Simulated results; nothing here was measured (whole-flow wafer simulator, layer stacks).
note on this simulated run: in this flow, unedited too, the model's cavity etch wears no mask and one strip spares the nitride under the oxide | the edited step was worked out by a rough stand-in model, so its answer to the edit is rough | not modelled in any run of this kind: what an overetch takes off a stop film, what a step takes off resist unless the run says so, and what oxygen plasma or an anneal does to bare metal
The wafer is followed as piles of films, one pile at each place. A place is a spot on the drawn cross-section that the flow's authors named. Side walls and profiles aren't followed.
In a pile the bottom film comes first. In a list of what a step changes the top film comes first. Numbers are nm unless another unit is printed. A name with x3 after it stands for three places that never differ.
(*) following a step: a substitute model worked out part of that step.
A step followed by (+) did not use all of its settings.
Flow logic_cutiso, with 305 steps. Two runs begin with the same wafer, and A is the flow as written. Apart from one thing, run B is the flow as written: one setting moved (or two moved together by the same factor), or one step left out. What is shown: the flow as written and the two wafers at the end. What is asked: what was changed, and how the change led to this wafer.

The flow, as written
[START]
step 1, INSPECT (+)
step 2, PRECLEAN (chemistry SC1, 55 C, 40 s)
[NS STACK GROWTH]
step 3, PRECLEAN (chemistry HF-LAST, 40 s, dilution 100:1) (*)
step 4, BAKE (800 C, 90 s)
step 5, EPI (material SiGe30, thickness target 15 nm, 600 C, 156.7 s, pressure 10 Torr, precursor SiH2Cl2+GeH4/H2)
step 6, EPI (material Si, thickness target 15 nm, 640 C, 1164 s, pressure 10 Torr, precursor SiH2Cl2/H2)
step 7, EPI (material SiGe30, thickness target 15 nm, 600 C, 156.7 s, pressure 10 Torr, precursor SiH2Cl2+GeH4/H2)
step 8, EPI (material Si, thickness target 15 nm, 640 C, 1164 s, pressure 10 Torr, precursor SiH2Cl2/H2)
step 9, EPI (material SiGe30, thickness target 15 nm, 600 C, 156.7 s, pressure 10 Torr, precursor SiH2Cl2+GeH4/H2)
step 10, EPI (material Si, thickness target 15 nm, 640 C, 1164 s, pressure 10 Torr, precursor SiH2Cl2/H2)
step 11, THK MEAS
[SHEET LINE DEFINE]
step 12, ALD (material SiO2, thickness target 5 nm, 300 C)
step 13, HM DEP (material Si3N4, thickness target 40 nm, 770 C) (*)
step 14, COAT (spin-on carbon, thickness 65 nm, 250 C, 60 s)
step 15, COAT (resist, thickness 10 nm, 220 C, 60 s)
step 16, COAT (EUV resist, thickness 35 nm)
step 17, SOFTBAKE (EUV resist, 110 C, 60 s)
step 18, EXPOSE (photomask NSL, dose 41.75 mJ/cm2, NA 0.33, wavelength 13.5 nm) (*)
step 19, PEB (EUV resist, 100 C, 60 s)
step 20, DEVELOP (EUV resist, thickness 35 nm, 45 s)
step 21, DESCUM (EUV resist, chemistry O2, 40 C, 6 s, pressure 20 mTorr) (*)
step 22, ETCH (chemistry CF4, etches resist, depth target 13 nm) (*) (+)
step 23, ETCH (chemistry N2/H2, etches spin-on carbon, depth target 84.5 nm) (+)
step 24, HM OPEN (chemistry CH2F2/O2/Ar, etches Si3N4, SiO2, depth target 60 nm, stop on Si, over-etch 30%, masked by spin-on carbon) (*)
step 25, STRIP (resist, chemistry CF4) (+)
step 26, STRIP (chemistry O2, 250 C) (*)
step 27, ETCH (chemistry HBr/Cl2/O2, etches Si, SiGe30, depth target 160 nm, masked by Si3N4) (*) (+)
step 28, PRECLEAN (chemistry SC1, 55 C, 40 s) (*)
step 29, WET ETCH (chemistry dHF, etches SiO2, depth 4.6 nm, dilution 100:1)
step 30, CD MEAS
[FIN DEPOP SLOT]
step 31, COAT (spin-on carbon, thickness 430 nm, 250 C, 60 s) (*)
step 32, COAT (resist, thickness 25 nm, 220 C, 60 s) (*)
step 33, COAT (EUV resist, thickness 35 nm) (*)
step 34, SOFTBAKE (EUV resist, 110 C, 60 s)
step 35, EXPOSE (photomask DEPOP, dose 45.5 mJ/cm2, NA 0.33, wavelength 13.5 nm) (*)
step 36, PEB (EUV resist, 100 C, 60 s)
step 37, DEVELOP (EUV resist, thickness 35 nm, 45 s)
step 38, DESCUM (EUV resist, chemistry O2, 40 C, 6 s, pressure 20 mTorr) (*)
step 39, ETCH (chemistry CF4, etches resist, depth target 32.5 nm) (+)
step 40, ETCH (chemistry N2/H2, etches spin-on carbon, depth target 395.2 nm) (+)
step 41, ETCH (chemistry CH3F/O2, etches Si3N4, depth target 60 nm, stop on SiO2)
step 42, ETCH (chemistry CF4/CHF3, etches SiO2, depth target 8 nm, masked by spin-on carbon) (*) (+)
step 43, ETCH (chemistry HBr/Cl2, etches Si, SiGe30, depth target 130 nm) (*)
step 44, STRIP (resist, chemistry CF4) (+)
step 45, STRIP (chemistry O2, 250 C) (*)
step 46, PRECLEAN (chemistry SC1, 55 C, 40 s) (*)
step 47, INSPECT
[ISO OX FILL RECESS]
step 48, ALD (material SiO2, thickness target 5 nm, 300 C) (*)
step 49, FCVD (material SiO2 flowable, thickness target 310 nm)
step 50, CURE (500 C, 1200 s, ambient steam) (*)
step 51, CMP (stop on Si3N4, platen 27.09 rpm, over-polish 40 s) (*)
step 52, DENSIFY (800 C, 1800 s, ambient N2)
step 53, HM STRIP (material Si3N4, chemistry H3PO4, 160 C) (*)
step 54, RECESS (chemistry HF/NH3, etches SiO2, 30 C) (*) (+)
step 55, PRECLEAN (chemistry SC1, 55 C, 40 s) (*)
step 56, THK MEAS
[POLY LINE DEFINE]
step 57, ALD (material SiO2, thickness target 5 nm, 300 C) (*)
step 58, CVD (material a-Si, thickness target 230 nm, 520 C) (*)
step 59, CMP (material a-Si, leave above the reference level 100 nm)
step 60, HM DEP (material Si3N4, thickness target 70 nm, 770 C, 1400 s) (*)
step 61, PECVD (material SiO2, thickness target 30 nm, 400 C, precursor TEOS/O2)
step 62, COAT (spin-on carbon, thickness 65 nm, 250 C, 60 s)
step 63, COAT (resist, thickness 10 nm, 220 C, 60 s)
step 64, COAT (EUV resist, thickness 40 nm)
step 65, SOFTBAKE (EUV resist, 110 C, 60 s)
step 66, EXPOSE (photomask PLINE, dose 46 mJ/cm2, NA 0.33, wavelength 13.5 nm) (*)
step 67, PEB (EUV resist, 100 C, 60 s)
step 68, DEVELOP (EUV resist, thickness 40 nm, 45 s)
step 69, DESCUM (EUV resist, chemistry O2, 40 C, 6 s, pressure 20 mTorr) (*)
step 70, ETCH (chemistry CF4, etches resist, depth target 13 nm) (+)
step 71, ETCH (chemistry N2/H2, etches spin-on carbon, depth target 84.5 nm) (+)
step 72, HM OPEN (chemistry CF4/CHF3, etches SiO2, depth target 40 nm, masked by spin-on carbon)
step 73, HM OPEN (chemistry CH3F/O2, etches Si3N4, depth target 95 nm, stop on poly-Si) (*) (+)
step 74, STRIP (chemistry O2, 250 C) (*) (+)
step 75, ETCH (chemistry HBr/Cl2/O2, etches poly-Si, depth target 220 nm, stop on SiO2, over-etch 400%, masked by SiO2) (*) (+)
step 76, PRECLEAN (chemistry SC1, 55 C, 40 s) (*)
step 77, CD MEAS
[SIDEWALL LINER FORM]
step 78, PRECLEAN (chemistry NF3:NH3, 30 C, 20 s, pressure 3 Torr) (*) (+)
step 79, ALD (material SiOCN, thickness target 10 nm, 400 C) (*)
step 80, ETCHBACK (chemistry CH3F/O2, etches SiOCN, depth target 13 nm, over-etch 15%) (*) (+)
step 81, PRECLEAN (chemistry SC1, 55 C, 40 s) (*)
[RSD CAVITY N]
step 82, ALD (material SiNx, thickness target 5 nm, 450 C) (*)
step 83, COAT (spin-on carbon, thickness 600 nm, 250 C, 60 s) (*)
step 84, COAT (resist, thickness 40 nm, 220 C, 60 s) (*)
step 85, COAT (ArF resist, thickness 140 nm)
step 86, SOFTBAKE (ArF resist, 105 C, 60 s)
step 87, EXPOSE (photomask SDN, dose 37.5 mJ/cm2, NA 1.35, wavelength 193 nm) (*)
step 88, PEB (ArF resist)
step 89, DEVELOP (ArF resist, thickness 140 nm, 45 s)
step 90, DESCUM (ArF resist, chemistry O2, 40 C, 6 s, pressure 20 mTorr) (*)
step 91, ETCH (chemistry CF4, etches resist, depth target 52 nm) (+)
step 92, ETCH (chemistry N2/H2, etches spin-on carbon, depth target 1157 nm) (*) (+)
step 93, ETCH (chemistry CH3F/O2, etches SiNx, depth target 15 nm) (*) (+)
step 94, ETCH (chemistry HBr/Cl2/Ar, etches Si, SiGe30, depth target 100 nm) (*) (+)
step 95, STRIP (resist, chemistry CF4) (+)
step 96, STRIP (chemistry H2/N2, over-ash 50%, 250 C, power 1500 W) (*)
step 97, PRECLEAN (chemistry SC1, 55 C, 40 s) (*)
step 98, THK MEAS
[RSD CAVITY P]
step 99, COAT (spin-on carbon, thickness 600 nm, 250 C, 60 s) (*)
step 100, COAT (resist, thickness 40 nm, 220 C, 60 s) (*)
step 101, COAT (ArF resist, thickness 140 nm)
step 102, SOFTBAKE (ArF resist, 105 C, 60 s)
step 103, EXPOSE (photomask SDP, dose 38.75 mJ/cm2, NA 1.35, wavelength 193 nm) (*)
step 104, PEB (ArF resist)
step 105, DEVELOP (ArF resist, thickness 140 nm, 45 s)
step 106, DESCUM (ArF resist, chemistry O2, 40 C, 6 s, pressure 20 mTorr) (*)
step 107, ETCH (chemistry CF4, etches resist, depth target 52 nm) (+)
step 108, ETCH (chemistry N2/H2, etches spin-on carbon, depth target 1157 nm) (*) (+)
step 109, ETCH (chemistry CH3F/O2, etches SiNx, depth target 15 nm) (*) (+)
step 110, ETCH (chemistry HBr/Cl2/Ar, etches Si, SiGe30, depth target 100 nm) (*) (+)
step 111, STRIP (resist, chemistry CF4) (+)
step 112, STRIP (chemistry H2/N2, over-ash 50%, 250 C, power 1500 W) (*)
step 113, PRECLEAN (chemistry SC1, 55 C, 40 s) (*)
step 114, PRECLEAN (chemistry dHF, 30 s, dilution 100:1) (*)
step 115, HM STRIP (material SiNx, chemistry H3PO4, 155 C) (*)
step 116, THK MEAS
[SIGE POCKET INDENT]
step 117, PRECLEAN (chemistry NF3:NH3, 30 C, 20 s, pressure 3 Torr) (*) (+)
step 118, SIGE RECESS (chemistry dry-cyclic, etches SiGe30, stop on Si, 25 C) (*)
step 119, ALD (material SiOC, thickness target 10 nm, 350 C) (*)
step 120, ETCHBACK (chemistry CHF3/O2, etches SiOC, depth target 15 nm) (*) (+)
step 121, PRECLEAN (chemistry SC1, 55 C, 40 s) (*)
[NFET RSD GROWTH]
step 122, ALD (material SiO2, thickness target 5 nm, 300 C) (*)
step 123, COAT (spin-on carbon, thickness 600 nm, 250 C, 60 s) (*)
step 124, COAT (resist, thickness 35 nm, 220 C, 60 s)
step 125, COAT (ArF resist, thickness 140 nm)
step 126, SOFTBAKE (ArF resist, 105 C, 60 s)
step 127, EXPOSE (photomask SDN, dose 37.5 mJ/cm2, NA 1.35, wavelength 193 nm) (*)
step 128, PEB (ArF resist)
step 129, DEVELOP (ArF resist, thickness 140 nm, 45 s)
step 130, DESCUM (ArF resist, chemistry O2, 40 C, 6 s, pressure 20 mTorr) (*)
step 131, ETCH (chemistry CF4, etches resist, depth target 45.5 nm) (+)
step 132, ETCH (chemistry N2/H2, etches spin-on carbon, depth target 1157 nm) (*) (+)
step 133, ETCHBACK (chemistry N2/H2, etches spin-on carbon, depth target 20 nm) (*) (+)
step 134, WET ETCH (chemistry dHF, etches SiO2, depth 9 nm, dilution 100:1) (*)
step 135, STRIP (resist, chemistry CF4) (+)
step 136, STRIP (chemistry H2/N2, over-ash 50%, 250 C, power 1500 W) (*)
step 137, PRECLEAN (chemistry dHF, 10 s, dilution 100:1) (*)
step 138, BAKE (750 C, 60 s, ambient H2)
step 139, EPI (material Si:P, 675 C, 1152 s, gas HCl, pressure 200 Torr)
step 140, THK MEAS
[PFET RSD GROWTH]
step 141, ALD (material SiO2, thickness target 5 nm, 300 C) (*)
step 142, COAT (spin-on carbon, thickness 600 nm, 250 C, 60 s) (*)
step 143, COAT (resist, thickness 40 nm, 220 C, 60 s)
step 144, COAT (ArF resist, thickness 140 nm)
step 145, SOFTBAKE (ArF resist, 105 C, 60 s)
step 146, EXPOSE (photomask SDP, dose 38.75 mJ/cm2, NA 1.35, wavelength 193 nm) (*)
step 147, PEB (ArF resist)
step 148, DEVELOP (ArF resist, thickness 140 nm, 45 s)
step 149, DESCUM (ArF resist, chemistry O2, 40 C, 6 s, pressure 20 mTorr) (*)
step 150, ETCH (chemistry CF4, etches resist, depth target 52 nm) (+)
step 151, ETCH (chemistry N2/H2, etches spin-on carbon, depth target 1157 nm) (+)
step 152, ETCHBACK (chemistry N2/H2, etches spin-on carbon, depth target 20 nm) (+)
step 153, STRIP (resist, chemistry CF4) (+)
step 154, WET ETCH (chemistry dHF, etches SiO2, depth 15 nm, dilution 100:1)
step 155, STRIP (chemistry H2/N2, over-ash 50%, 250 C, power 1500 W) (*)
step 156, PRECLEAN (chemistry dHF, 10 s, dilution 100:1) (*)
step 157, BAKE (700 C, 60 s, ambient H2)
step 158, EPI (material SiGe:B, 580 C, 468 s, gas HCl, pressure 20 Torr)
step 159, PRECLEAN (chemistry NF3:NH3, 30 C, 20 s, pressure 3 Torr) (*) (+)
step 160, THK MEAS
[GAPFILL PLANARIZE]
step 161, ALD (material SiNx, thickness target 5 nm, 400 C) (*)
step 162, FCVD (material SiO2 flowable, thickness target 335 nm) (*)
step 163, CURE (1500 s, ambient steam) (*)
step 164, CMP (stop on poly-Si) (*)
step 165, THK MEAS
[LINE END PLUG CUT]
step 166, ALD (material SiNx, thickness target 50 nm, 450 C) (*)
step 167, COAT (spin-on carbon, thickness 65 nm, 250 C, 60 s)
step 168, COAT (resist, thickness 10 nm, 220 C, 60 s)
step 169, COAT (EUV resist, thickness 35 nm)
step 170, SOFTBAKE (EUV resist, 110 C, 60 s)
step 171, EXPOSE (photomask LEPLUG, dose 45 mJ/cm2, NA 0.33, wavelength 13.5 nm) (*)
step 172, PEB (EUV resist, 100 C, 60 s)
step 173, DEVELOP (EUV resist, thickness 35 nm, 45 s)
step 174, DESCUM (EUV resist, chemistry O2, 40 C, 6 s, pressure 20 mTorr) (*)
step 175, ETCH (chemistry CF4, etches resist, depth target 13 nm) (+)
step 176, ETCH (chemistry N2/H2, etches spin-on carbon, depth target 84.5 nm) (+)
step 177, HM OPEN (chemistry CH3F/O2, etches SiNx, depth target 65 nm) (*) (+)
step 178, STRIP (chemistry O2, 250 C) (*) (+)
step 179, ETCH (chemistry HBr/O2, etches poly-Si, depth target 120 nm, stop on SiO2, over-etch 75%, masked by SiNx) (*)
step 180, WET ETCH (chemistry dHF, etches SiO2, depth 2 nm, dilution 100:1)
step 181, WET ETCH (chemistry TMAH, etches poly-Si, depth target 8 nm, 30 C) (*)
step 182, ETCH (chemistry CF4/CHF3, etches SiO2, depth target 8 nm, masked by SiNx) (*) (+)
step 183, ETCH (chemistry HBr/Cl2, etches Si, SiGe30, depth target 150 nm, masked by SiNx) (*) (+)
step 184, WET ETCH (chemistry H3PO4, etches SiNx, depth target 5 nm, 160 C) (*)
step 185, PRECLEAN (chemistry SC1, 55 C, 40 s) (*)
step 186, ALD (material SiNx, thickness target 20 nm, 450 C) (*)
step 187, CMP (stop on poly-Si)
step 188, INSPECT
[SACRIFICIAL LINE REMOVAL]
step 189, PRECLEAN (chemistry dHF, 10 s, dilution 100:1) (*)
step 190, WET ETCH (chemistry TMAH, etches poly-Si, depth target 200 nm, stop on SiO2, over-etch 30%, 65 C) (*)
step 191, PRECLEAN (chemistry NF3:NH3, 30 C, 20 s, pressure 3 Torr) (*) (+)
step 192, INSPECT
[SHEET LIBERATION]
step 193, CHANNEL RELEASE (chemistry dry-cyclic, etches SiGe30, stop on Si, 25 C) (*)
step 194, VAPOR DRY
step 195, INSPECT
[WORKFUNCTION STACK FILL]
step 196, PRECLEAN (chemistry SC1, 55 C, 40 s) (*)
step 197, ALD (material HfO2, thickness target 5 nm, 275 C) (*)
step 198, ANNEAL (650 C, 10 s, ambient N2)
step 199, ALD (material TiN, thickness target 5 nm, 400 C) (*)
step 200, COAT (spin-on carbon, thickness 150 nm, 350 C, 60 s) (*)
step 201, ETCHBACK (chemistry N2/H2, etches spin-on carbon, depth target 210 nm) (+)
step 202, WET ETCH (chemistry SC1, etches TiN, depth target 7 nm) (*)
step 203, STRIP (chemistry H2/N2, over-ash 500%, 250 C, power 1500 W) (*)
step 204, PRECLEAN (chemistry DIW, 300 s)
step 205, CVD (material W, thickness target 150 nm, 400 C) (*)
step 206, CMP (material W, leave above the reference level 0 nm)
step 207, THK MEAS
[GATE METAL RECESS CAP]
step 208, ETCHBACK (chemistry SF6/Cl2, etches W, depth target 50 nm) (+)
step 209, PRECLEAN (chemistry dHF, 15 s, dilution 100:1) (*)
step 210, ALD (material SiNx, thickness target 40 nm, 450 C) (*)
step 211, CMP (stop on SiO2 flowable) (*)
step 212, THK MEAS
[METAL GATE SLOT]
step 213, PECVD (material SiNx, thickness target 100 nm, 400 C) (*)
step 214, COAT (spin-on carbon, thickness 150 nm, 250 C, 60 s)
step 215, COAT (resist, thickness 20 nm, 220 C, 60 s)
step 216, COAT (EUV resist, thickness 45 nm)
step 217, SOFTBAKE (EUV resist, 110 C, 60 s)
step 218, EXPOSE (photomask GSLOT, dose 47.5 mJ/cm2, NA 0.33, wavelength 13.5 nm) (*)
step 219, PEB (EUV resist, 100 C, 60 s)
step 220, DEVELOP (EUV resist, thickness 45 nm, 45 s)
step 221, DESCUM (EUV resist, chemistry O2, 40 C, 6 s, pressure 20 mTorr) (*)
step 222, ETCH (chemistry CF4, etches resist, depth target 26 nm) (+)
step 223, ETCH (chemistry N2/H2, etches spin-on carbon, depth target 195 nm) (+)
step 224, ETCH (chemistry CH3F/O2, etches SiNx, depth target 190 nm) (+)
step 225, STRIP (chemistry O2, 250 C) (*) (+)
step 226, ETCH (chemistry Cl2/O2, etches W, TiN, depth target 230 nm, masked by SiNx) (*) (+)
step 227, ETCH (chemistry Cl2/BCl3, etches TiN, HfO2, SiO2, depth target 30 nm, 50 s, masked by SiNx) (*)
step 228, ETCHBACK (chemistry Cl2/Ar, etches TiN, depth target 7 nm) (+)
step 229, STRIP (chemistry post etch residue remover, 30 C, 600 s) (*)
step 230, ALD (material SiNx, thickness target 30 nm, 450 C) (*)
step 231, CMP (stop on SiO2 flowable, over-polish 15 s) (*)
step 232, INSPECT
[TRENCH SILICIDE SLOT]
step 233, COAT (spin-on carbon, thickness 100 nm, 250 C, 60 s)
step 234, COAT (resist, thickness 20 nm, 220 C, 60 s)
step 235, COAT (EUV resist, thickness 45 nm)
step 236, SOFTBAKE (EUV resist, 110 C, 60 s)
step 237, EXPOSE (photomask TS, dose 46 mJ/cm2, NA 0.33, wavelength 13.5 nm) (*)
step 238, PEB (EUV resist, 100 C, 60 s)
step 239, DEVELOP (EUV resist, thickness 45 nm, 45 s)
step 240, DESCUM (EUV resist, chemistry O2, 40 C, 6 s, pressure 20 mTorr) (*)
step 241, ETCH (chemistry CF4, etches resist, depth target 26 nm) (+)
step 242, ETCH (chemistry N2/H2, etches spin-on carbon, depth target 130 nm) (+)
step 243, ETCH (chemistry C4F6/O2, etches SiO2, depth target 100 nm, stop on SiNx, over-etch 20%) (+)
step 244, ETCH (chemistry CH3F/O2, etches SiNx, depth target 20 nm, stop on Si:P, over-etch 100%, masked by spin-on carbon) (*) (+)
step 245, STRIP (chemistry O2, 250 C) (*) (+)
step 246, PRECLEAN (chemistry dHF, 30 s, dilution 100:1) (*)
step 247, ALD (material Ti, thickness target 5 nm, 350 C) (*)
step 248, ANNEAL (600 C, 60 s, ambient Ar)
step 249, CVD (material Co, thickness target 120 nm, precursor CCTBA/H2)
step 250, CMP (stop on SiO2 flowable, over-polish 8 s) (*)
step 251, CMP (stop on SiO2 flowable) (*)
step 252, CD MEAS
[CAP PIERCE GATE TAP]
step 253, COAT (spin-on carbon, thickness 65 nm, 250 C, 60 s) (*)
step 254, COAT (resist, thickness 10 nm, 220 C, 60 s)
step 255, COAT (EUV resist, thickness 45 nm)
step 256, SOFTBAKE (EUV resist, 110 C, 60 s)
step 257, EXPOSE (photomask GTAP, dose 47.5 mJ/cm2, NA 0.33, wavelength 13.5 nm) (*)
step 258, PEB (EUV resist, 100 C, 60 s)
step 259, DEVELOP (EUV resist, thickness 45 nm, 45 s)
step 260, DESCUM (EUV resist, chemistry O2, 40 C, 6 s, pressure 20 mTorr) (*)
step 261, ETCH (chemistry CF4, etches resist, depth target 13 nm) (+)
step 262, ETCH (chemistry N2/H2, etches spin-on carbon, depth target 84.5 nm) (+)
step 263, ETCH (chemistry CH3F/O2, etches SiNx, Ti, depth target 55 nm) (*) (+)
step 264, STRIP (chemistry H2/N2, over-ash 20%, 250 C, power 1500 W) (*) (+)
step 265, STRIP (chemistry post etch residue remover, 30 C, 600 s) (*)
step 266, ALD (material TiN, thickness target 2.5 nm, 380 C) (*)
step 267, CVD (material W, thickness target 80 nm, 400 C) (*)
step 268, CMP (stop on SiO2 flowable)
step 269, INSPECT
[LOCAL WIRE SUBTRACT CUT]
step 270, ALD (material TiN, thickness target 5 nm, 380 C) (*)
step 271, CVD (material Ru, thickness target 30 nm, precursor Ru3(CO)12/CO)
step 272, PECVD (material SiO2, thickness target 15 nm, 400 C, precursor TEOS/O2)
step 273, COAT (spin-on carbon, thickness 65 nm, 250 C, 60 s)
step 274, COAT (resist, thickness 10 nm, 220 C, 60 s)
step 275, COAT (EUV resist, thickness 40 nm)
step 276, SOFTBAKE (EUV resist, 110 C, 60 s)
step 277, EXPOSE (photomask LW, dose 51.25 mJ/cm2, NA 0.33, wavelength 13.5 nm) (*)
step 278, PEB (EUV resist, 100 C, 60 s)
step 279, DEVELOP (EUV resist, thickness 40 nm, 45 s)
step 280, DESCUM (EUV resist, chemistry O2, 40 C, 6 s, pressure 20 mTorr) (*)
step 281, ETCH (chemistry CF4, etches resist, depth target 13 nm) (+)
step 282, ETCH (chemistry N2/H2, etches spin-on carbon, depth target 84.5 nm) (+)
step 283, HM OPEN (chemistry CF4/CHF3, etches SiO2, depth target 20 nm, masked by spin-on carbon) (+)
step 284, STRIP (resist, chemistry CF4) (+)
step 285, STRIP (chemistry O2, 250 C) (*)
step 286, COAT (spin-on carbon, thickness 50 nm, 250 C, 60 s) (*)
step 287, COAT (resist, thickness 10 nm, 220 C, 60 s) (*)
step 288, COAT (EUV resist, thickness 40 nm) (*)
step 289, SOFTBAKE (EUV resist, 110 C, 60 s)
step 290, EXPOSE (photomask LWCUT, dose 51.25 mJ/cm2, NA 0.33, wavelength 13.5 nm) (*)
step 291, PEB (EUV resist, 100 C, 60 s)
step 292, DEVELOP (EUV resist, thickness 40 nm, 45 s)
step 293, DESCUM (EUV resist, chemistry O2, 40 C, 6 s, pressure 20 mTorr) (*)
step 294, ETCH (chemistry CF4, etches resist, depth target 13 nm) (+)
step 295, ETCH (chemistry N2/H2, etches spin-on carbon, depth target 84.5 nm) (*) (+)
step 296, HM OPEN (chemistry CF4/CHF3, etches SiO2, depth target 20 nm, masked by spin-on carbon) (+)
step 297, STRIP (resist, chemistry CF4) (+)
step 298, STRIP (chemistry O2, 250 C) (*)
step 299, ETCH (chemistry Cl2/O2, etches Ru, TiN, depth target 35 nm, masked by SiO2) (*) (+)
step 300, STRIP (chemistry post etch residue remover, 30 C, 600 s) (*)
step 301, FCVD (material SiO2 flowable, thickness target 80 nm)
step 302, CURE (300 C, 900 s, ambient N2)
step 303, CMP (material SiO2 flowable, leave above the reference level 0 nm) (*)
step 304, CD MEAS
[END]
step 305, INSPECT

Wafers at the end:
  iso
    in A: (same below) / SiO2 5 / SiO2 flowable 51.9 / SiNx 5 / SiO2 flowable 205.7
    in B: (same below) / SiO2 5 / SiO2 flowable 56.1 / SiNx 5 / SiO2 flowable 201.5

Cause: step 119, ALD: thickness target 14.2 nm was run, though the flow has thickness target 10 nm.

The path from the change to this, step by step:
  step 119, ALD (material SiOC, thickness target 10 nm, 350 C) (*)
      depop, dpovl, gfld and 14 more: A +10 SiOC (new film) | B +14.2 SiOC (new film)
      lnr, lnrp, lnrt: A +10 SiOC (new film), +16 SiOC (new film), -16 cavity (all of it), +16 SiOC (new film), -16 cavity (all of it), +16 SiOC (new film), -16 cavity (all of it) | B +14.2 SiOC (new film), +16 SiOC (new film), -16 cavity (all of it), +16 SiOC (new film), -16 cavity (all of it), +16 SiOC (new film), -16 cavity (all of it)
      (and at 2 other places as well)
  step 120, ETCHBACK (chemistry CHF3/O2, etches SiOC, depth target 15 nm) (*) (+)
      gl, tap: A -10 SiOC (all of it), -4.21 SiO2 (all of it), -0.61 Si3N4 | B -14.2 SiOC (all of it), -0.8 SiO2
      glp: A -10 SiOC (all of it), -4.25 SiO2 (all of it), -0.58 Si3N4 | B -14.2 SiOC (all of it), -0.8 SiO2
      (and at 19 other places as well)
  step 122, ALD (material SiO2, thickness target 5 nm, 300 C) (*)
      gl, glp, tap: A +5 SiO2 (new film) | B +5 SiO2
      gxn: A +6.76 SiO2 (new film) | B +5 SiO2 (new film)
      (and at 1 other place as well)
  step 132, ETCH (chemistry N2/H2, etches spin-on carbon, depth target 1157 nm) (*) (+)
      gl, tap: A -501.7 spin-on carbon (all of it), -5 SiO2 (all of it), -0.5 Si3N4 | B -499.8 spin-on carbon (all of it), -6.1 SiO2
      gxn: A -499.4 spin-on carbon (all of it), -6.06 SiO2 | B -498.3 spin-on carbon (all of it), -5 SiO2 (all of it), -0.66 SiOC (all of it), -0.5 SiO2
  step 133, ETCHBACK (chemistry N2/H2, etches spin-on carbon, depth target 20 nm) (*) (+)
      gl, tap: A -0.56 Si3N4 | B -1.11 SiO2
      gxn: A -0.7 SiO2 (all of it), -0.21 Si3N4 | B -1.11 SiO2
  step 134, WET ETCH (chemistry dHF, etches SiO2, depth 9 nm, dilution 100:1) (*)
      gl, tap: A -0.34 Si3N4 | B -1.16 SiO2 (all of it), -0.23 Si3N4
      gxn: A -0.34 Si3N4 | B -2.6 SiO2 (all of it), -0.19 Si3N4
  step 141, ALD (material SiO2, thickness target 5 nm, 300 C) (*)
      gxn: A +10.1 SiO2 (new film) | B +11.7 SiO2 (new film)
  step 153, STRIP (resist, chemistry CF4) (+)
      glp: A -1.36 SiO2 (all of it) | B -4.68 SiO2 (all of it)
      gxp: A -3.06 SiO2 (all of it) | B -1.24 SiO2 (all of it)
  step 159, PRECLEAN (chemistry NF3:NH3, 30 C, 20 s, pressure 3 Torr) (*) (+)
      gxp: A -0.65 Si3N4 | B -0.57 SiOC (all of it)
  step 164, CMP (stop on poly-Si) (*)
      gxp: A -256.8 SiO2 flowable (all of it), -5 SiNx (all of it), -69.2 Si3N4 (all of it) | B -253.9 SiO2 flowable (all of it), -5 SiNx (all of it), -4.25 SiO2 (all of it), -70 Si3N4 (all of it)
      depop, dpovl, isow, ns, nsgap: A -326.8 SiO2 flowable (all of it), -5 SiNx (all of it), -4.13 SiO2 (all of it), -70 Si3N4 (all of it) | B -326.8 SiO2 flowable (all of it), -5 SiNx (all of it), -8.33 SiO2 (all of it), -70 Si3N4 (all of it)
      (and at 10 other places as well)
